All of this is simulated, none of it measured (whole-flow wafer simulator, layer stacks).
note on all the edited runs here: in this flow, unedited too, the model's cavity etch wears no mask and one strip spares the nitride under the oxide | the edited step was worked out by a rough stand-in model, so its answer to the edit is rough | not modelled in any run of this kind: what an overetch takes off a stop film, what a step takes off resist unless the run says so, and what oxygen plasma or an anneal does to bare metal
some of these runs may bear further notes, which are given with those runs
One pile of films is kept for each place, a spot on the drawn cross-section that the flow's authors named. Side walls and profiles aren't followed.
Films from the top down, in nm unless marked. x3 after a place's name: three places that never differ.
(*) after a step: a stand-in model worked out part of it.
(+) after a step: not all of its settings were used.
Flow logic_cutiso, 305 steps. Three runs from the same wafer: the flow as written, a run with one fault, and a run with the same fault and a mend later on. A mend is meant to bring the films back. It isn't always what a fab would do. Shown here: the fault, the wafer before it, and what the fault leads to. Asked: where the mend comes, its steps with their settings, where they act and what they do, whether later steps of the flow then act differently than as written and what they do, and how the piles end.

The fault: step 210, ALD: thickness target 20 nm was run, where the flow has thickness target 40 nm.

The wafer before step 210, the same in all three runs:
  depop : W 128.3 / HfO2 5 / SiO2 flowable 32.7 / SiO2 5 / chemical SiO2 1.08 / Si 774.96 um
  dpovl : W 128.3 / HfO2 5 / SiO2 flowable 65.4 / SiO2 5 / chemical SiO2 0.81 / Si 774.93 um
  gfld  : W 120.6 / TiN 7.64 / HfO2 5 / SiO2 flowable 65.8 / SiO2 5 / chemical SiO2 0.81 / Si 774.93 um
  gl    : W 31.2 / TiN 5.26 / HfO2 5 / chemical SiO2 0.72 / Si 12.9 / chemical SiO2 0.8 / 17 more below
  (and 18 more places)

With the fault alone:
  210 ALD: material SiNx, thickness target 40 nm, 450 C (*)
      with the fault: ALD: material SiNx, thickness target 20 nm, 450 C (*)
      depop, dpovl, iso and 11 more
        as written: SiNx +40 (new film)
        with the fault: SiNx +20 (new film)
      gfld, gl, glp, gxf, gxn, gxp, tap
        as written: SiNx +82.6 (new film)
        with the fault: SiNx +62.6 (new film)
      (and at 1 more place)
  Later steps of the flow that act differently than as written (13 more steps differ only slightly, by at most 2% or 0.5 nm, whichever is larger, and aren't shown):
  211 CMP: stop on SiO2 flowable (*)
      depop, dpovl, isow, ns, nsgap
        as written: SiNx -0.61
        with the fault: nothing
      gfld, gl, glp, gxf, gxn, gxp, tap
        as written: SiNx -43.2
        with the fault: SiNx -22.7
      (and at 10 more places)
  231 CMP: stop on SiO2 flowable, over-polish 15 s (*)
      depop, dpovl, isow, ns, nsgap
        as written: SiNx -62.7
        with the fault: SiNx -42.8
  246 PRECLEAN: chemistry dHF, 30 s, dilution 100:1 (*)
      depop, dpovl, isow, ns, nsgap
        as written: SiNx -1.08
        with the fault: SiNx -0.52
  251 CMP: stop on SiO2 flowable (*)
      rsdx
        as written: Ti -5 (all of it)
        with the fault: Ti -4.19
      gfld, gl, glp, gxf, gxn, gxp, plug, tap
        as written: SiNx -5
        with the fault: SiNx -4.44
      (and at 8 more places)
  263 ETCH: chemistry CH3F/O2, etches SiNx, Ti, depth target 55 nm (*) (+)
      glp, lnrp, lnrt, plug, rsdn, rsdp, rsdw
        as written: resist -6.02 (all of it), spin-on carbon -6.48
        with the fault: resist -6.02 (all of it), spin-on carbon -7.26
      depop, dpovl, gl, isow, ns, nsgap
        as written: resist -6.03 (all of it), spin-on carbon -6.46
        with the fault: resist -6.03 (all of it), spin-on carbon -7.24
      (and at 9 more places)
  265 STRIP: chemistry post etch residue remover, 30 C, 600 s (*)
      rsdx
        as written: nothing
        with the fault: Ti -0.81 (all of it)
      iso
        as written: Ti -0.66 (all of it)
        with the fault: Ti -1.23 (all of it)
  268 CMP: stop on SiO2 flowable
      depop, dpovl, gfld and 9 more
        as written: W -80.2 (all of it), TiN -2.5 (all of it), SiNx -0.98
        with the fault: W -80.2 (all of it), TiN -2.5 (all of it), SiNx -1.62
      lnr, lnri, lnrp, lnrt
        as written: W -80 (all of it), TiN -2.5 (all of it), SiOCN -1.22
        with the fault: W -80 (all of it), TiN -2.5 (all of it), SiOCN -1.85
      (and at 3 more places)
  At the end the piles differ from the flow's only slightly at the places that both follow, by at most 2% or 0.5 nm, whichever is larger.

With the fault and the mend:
  The mend comes after step 210.
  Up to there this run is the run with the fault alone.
  210a ALD: material SiNx, thickness target 20 nm, 450 C (*) (the flow's step 210 once more, with other settings)
      depop, dpovl, gfld and 19 more
        SiNx +20
  Later steps of the flow that act differently than as written (3 more steps differ only slightly, by at most 2% or 0.5 nm, whichever is larger, and aren't shown):
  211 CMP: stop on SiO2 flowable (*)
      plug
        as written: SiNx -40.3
        with the mend: SiNx -37.7
  At the end the piles differ from the flow's only slightly at the places that both follow, by at most 2% or 0.5 nm, whichever is larger.
